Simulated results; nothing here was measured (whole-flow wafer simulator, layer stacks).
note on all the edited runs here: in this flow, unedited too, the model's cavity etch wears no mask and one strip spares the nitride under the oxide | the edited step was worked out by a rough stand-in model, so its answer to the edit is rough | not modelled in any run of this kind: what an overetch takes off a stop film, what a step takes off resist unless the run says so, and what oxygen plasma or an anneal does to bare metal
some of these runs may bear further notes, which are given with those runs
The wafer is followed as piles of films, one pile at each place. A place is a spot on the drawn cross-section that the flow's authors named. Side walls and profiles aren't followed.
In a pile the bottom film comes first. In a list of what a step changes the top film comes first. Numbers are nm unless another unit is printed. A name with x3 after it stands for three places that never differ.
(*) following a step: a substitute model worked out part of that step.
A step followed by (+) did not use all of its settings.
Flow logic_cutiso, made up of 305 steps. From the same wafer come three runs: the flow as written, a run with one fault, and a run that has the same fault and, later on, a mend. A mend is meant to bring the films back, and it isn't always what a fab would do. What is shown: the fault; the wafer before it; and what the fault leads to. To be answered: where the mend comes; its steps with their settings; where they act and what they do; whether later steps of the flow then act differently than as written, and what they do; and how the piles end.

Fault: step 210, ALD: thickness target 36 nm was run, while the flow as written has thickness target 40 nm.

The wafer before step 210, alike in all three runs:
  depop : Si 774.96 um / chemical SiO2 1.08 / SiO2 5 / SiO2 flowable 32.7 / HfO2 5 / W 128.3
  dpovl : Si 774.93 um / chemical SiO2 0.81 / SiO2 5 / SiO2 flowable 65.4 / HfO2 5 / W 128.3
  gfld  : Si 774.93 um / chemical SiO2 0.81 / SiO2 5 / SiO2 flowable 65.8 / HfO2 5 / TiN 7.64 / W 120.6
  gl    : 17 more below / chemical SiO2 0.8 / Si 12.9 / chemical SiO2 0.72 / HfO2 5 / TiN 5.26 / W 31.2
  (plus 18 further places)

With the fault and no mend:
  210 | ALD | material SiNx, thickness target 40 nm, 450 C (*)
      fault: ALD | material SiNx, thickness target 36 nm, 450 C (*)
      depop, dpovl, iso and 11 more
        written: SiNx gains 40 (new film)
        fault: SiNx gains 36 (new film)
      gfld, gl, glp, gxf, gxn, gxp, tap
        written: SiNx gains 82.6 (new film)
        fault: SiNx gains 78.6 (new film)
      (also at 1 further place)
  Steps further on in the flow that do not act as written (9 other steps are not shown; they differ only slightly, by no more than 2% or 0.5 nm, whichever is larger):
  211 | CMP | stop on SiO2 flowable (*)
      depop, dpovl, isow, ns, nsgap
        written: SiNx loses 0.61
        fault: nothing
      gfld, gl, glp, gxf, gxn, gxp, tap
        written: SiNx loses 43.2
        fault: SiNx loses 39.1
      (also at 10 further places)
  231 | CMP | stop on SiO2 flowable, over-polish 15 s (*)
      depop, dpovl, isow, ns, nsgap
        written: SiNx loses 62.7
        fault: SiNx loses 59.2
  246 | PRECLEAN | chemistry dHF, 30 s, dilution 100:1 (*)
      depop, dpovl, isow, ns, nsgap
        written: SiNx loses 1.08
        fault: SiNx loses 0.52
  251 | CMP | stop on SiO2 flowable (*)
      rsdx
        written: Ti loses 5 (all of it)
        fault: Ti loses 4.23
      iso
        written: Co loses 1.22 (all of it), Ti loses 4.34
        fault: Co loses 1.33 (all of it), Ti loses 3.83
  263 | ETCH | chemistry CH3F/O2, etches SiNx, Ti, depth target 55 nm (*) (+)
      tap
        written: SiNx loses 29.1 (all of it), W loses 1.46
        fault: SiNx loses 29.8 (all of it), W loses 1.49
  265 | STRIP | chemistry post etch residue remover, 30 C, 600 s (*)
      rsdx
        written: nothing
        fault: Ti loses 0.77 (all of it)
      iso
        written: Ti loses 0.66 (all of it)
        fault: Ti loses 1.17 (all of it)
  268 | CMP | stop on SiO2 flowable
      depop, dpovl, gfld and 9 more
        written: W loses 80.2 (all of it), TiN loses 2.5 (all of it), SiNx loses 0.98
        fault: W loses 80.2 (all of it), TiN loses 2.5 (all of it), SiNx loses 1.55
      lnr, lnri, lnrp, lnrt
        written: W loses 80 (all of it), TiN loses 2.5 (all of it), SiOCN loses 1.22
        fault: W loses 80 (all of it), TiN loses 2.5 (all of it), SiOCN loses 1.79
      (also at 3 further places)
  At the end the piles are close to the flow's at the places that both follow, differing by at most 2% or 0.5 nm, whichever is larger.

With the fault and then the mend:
  The mend stands after step 210.
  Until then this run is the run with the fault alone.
  210a | ALD | material SiNx, thickness target 4 nm, 450 C (*) (the flow's step 210 again, with other settings)
      depop, dpovl, gfld and 19 more
        SiNx gains 4
  Every later step of the flow that is run acts as written, at every place that is followed, to within 2% or 0.5 nm, whichever is larger.
  At every place that both follow, the piles at the end match the flow's.
